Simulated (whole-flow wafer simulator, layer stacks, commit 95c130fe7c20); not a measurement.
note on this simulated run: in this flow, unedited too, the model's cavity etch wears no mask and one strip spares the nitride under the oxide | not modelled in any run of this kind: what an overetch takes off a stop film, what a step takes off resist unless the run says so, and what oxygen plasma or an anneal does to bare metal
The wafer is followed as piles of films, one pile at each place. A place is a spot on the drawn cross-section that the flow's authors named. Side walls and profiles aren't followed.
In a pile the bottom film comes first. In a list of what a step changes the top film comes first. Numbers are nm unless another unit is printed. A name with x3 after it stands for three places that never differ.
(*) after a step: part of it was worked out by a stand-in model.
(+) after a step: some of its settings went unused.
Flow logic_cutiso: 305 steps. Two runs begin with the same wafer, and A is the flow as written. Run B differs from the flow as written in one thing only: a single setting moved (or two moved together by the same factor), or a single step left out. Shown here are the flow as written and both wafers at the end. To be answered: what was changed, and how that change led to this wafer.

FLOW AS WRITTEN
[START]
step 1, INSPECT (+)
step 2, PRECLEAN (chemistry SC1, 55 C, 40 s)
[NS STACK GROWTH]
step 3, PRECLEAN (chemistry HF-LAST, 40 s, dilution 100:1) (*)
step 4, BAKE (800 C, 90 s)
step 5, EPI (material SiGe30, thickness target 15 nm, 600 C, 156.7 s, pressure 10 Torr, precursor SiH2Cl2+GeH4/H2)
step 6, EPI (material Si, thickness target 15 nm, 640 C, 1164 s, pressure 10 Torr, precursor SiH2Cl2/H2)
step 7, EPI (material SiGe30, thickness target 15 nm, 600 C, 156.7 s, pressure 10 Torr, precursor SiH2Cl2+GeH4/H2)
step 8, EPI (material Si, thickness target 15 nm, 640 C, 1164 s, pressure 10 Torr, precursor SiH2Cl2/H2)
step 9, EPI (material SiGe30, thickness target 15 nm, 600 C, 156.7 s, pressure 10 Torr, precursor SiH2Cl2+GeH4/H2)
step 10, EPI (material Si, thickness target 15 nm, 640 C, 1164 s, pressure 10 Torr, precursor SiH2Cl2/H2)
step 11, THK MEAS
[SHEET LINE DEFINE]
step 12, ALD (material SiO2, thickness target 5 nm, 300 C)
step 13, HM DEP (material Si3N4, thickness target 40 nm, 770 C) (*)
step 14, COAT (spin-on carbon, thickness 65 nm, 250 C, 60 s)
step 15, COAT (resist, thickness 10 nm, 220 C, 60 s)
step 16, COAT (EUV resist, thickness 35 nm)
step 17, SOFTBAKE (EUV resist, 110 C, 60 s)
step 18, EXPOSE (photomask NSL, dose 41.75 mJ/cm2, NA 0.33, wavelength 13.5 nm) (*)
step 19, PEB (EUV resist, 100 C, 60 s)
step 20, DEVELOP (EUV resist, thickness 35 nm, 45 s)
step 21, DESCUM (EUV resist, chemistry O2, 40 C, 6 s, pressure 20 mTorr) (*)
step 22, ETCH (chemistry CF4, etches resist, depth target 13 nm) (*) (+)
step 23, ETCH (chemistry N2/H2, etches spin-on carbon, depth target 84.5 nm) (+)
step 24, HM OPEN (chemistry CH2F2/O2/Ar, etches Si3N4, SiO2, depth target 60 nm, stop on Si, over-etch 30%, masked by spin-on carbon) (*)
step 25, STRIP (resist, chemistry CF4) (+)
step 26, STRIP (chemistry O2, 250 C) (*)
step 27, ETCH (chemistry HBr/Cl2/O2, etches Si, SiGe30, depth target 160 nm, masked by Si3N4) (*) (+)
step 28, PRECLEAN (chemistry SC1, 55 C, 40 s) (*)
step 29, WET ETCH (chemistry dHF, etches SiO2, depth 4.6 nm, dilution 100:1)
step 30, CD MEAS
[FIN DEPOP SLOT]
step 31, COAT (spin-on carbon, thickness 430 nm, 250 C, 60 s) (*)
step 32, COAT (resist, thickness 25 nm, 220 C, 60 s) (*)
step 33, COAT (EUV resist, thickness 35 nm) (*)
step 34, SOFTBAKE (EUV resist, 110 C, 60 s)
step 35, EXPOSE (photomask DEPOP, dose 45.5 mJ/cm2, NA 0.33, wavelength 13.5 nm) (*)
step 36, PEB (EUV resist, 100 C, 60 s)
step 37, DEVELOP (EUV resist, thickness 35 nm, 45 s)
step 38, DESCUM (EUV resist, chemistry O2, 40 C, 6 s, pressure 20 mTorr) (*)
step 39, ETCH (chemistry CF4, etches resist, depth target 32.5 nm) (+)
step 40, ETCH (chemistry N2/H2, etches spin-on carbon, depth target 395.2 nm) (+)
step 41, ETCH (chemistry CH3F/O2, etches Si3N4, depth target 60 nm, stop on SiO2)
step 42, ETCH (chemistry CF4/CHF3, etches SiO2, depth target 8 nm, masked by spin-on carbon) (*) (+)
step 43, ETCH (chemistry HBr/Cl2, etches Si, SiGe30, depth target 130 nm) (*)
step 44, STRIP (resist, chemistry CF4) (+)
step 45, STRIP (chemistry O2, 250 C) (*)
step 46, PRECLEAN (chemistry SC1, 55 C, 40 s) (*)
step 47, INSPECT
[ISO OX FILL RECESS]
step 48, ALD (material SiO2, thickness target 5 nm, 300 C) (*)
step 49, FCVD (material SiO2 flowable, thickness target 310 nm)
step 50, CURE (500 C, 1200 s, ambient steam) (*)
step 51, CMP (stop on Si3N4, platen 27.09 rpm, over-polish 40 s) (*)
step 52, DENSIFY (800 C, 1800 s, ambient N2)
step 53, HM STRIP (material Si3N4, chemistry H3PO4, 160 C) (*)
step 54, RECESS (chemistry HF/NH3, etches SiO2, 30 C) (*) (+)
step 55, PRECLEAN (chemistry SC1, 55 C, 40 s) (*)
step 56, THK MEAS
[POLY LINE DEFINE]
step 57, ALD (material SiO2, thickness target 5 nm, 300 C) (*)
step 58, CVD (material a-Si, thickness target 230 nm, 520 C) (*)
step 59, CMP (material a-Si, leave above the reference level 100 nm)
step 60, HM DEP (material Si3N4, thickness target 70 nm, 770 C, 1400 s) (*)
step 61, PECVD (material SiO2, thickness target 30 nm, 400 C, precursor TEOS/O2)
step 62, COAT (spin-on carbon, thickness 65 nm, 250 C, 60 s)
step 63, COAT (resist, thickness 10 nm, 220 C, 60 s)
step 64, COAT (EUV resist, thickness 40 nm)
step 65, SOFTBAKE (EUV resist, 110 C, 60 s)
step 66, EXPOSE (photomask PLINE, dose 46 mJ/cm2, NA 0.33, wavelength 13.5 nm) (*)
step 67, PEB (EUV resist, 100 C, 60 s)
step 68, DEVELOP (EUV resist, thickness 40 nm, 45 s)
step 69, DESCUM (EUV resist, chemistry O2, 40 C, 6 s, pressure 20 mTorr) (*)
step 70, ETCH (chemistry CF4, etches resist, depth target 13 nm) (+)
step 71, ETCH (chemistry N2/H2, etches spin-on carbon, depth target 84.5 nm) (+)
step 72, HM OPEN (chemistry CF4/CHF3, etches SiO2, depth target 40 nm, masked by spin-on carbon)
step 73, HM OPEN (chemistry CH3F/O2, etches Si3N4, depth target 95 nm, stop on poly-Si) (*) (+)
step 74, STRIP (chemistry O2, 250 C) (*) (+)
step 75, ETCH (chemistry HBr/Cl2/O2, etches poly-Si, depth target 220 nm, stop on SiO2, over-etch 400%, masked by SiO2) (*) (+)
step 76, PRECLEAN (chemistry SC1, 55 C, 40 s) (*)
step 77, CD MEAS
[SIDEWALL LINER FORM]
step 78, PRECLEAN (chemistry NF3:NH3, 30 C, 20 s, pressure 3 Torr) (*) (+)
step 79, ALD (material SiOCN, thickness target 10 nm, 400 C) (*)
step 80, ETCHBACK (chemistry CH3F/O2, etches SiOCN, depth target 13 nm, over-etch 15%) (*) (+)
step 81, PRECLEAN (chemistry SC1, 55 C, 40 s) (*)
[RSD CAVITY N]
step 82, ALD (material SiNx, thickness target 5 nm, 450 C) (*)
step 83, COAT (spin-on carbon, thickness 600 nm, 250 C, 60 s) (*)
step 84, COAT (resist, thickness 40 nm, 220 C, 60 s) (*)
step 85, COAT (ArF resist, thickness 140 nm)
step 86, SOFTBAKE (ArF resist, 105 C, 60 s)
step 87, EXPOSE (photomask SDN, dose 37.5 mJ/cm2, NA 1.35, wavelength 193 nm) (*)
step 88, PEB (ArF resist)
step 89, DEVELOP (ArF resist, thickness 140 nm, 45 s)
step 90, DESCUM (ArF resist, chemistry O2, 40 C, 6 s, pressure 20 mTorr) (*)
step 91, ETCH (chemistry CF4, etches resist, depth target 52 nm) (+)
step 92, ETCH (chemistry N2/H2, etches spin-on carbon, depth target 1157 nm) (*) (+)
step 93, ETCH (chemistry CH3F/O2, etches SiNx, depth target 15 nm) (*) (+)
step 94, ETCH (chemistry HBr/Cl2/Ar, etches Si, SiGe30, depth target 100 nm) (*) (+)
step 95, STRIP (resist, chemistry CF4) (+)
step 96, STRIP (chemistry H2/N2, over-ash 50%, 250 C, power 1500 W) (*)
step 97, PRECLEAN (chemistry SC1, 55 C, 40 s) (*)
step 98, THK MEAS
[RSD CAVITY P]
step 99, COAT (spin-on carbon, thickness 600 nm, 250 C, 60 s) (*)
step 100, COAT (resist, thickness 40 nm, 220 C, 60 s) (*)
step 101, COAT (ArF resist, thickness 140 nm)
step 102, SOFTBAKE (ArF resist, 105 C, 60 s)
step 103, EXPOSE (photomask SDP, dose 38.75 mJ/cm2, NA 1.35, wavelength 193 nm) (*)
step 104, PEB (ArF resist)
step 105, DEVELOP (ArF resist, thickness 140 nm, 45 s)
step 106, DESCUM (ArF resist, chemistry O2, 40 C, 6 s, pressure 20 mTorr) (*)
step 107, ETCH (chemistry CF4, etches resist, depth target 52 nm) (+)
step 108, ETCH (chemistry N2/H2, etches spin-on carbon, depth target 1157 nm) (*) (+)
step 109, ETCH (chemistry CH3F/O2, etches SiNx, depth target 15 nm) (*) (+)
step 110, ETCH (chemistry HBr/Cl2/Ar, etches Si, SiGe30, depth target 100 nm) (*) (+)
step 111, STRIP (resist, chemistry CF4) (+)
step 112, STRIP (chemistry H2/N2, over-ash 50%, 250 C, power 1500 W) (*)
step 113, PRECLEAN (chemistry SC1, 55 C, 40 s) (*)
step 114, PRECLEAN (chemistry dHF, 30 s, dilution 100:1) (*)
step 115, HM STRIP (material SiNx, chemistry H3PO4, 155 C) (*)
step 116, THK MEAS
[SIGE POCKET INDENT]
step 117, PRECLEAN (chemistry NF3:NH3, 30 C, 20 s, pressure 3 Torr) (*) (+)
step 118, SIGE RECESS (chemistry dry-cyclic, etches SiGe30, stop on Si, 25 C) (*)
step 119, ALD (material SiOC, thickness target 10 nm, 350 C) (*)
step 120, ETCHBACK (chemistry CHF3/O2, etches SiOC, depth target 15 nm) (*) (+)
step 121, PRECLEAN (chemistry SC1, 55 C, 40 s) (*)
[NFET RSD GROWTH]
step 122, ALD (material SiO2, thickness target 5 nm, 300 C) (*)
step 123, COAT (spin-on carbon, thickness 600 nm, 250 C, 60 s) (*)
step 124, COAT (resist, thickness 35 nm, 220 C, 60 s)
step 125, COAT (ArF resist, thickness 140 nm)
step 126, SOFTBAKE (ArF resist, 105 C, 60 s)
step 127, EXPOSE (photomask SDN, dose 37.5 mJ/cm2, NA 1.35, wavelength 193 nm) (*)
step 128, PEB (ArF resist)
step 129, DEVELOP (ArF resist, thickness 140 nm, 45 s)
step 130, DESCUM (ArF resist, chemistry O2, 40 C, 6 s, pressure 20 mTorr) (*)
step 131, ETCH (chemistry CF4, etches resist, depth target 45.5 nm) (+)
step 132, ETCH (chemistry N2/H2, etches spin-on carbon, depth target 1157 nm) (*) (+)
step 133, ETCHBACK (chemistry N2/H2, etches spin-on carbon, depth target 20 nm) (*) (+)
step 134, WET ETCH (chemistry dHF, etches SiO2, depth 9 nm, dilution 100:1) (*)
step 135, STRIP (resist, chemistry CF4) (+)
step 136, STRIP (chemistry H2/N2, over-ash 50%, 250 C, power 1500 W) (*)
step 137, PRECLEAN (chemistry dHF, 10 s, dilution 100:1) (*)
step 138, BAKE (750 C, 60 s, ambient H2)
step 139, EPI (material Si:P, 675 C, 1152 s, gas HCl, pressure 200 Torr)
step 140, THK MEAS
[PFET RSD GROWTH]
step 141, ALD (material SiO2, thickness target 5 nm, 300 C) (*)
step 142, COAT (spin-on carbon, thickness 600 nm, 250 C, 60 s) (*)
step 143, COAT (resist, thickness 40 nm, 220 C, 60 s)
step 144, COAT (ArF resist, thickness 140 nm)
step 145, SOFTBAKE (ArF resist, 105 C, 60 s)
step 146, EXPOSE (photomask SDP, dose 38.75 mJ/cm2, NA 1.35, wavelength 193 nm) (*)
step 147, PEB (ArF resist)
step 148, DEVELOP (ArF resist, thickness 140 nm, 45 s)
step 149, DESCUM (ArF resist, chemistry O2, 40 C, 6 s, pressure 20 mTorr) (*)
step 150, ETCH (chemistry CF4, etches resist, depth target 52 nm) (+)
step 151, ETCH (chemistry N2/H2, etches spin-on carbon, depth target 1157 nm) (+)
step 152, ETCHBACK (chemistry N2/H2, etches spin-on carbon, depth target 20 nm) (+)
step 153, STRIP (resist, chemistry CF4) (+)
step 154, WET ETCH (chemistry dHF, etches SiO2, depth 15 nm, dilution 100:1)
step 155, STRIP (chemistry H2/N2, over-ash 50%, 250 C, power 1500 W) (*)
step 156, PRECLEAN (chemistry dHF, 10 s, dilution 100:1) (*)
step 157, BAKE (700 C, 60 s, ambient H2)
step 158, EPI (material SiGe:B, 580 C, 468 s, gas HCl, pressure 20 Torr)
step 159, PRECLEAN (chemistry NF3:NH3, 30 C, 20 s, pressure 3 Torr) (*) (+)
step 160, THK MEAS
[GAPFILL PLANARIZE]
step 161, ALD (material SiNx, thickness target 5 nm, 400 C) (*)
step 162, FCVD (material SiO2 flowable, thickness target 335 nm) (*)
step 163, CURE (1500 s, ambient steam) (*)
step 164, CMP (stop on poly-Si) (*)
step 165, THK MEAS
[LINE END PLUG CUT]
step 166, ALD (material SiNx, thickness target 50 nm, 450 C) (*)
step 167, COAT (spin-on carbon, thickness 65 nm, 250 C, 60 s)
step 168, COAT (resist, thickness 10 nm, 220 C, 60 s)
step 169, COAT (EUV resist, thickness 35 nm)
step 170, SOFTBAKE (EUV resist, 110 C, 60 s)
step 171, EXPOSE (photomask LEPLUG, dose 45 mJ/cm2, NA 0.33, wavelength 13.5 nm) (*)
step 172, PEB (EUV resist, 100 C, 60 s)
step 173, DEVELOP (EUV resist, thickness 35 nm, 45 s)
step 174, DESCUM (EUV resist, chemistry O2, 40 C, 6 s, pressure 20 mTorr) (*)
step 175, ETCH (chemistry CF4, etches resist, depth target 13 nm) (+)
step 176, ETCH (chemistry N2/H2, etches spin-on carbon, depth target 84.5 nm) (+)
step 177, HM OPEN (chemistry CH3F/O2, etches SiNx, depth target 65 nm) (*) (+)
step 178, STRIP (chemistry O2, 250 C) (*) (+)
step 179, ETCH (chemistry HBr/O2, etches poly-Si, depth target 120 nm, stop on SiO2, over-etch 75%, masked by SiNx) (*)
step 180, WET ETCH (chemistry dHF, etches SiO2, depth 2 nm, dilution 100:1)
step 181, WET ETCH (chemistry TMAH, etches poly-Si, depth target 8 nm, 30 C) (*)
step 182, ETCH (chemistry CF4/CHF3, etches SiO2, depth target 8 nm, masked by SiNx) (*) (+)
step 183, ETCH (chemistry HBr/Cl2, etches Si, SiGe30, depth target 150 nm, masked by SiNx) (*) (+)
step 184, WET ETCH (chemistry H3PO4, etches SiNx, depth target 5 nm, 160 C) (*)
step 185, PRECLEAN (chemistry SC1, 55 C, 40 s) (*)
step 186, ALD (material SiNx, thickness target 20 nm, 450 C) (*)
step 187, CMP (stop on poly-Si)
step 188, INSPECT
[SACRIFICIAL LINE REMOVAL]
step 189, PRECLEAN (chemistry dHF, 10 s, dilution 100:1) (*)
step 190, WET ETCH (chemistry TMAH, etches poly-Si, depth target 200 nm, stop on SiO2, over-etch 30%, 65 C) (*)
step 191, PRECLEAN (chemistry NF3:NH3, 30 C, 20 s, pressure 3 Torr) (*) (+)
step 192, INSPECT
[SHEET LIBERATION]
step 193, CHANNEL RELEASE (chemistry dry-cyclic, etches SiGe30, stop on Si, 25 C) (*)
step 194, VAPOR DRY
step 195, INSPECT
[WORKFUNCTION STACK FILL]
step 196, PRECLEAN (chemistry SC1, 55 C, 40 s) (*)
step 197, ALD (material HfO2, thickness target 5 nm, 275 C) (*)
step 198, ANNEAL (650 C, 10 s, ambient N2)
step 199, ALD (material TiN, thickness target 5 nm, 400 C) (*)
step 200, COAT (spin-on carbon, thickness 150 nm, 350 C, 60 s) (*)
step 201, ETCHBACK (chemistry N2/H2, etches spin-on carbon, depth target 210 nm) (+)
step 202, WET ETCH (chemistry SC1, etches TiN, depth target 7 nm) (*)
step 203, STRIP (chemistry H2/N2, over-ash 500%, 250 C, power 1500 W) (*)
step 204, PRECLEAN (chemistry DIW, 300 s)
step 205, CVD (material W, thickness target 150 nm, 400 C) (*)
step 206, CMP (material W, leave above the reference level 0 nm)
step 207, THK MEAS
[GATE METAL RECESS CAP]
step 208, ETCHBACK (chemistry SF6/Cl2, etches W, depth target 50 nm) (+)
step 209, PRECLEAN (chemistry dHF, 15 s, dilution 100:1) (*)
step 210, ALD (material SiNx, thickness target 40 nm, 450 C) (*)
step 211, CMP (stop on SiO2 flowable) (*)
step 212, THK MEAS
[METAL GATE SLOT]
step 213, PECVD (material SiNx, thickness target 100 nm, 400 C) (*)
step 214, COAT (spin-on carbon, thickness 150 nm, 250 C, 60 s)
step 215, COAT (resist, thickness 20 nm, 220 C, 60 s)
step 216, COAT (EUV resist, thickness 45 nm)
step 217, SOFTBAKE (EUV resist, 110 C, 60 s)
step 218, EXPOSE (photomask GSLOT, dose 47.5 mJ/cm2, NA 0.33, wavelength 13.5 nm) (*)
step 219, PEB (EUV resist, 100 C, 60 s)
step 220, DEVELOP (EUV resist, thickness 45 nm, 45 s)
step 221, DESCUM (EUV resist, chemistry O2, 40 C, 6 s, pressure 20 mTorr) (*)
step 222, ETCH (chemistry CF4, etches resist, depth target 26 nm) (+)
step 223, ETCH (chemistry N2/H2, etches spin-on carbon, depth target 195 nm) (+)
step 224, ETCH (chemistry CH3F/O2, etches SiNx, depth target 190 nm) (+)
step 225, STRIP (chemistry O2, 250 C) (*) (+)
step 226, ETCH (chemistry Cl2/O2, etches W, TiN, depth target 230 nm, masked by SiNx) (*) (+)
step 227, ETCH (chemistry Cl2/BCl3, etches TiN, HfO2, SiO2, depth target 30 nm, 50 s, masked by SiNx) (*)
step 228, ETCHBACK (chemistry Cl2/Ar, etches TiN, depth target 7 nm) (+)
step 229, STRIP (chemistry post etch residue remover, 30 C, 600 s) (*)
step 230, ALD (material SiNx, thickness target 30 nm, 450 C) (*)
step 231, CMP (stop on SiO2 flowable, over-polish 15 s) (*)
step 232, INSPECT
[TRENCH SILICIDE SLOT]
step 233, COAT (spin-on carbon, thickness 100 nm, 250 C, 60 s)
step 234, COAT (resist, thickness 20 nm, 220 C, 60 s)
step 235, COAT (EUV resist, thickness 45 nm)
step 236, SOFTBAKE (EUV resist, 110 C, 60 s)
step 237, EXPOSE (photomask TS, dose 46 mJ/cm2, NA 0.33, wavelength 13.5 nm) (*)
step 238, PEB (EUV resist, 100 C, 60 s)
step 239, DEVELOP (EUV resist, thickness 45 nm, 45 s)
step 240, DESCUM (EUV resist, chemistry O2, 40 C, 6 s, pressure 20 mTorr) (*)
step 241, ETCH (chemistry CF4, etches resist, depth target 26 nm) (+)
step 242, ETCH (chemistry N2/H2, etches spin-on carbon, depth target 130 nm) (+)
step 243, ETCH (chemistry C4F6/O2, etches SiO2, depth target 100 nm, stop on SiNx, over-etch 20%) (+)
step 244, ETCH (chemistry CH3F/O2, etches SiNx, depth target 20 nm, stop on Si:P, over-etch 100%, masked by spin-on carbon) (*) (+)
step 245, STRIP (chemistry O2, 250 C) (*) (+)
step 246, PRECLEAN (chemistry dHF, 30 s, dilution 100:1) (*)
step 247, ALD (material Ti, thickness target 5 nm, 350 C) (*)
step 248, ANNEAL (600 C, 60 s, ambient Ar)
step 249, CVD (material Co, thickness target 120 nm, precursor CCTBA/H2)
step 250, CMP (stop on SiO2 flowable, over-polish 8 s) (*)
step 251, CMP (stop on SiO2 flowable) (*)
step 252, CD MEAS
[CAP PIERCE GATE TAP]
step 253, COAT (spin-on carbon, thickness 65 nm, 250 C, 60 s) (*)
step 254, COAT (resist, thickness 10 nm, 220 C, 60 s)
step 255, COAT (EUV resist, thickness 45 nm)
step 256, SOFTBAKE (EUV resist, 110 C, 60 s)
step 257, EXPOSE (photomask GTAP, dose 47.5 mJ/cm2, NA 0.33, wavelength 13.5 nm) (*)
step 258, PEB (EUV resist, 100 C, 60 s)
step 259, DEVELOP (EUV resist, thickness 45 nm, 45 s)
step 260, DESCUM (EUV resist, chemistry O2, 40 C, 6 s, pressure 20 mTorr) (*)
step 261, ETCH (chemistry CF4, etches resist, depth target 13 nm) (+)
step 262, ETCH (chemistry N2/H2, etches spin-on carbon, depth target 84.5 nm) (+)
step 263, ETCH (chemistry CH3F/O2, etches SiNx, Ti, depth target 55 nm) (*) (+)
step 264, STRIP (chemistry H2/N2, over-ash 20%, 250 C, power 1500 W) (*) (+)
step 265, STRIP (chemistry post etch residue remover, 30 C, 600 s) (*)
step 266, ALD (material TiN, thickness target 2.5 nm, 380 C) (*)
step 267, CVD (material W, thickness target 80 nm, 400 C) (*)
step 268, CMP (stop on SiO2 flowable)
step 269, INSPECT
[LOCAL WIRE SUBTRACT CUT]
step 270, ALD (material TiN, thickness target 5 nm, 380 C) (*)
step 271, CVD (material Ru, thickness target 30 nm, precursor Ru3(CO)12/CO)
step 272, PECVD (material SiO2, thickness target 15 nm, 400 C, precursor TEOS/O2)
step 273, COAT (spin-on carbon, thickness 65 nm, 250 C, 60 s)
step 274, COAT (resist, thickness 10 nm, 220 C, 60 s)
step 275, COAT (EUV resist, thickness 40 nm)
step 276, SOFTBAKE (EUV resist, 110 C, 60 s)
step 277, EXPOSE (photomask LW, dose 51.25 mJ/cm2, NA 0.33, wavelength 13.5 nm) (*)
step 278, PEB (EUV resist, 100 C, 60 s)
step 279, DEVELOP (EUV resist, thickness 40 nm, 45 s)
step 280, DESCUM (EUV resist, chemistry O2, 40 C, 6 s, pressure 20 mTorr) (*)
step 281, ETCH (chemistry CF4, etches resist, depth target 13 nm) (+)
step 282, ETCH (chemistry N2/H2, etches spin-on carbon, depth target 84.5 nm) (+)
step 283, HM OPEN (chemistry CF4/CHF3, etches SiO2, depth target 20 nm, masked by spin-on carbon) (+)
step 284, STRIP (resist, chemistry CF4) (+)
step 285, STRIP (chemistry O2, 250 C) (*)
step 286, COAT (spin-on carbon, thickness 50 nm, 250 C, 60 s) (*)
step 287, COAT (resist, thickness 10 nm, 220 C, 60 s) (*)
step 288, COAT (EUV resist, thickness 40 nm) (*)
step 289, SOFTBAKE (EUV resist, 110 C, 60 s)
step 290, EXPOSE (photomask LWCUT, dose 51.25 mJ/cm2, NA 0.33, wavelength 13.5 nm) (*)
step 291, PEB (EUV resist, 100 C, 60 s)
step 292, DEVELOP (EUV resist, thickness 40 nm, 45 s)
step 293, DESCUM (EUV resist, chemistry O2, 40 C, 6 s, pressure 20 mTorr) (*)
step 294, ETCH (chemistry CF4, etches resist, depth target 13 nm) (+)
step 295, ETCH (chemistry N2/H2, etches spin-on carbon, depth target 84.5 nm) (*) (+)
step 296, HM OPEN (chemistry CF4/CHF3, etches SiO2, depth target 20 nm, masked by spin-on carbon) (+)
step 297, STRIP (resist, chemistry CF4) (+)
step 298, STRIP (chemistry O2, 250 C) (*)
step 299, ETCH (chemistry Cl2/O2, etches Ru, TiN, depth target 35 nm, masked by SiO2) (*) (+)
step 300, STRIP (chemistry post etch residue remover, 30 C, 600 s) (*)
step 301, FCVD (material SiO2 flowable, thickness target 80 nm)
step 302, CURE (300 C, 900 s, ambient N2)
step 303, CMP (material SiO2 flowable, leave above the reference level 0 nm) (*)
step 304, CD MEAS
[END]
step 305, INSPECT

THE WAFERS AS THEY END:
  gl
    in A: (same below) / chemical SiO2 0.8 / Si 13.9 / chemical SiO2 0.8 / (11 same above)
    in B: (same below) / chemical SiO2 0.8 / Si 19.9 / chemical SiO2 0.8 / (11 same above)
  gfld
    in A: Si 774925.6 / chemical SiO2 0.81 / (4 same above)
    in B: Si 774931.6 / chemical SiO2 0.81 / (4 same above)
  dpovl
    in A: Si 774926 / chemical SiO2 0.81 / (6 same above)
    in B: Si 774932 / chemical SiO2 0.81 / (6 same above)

Cause: step 8, EPI: thickness target 21 nm was run, while the flow as written has thickness target 15 nm; step 8, EPI: 1630 s was run, where the flow has 1164 s.

How this came from the change, step by step:
  step 8, EPI (material Si, thickness target 15 nm, 640 C, 1164 s, pressure 10 Torr, precursor SiH2Cl2/H2)
      depop, dpovl, gfld and 19 more: A +15 Si (new film) | B +21 Si (new film)
  step 27, ETCH (chemistry HBr/Cl2/O2, etches Si, SiGe30, depth target 160 nm, masked by Si3N4) (*) (+)
      gfld, gxf, iso, lnri: A -0.79 chemical SiO2 (all of it), -11.4 Si (all of it), -15 SiGe30 (all of it), -15 Si (all of it), -15 SiGe30 (all of it), -15 Si (all of it), -15 SiGe30 (all of it), -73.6 Si | B -0.79 chemical SiO2 (all of it), -11.4 Si (all of it), -15 SiGe30 (all of it), -21 Si (all of it), -15 SiGe30 (all of it), -15 Si (all of it), -15 SiGe30 (all of it), -67.6 Si
      dpovl, nsgap: A -0.79 chemical SiO2 (all of it), -11.8 Si (all of it), -15 SiGe30 (all of it), -15 Si (all of it), -15 SiGe30 (all of it), -15 Si (all of it), -15 SiGe30 (all of it), -73.2 Si | B -0.79 chemical SiO2 (all of it), -11.8 Si (all of it), -15 SiGe30 (all of it), -21 Si (all of it), -15 SiGe30 (all of it), -15 Si (all of it), -15 SiGe30 (all of it), -67.2 Si
      (and at 1 other place as well)
  step 43, ETCH (chemistry HBr/Cl2, etches Si, SiGe30, depth target 130 nm) (*)
      depop: A -14 Si (all of it), -15 SiGe30 (all of it), -15 Si (all of it), -15 SiGe30 (all of it), -15 Si (all of it), -15 SiGe30 (all of it), -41 Si | B -14 Si (all of it), -15 SiGe30 (all of it), -21 Si (all of it), -15 SiGe30 (all of it), -15 Si (all of it), -15 SiGe30 (all of it), -35 Si
  step 94, ETCH (chemistry HBr/Cl2/Ar, etches Si, SiGe30, depth target 100 nm) (*) (+)
      rsdn, rsdx: A -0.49 chemical SiO2 (all of it), -12.8 Si (all of it), -15 SiGe30 (all of it), -15 Si (all of it), -15 SiGe30 (all of it), -15 Si (all of it), -15 SiGe30 (all of it), -12.2 Si | B -0.49 chemical SiO2 (all of it), -12.8 Si (all of it), -15 SiGe30 (all of it), -21 Si (all of it), -15 SiGe30 (all of it), -15 Si (all of it), -15 SiGe30 (all of it), -6.16 Si
  step 110, ETCH (chemistry HBr/Cl2/Ar, etches Si, SiGe30, depth target 100 nm) (*) (+)
      rsdp, rsdw: A -0.49 chemical SiO2 (all of it), -12.8 Si (all of it), -15 SiGe30 (all of it), -15 Si (all of it), -15 SiGe30 (all of it), -15 Si (all of it), -15 SiGe30 (all of it), -12.2 Si | B -0.49 chemical SiO2 (all of it), -12.8 Si (all of it), -15 SiGe30 (all of it), -21 Si (all of it), -15 SiGe30 (all of it), -15 Si (all of it), -15 SiGe30 (all of it), -6.16 Si
  step 183, ETCH (chemistry HBr/Cl2, etches Si, SiGe30, depth target 150 nm, masked by SiNx) (*) (+)
      plug: A -13.6 Si (all of it), -15 SiGe30 (all of it), -15 Si (all of it), -15 SiGe30 (all of it), -15 Si (all of it), -15 SiGe30 (all of it), -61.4 Si | B -13.6 Si (all of it), -15 SiGe30 (all of it), -21 Si (all of it), -15 SiGe30 (all of it), -15 Si (all of it), -15 SiGe30 (all of it), -55.4 Si
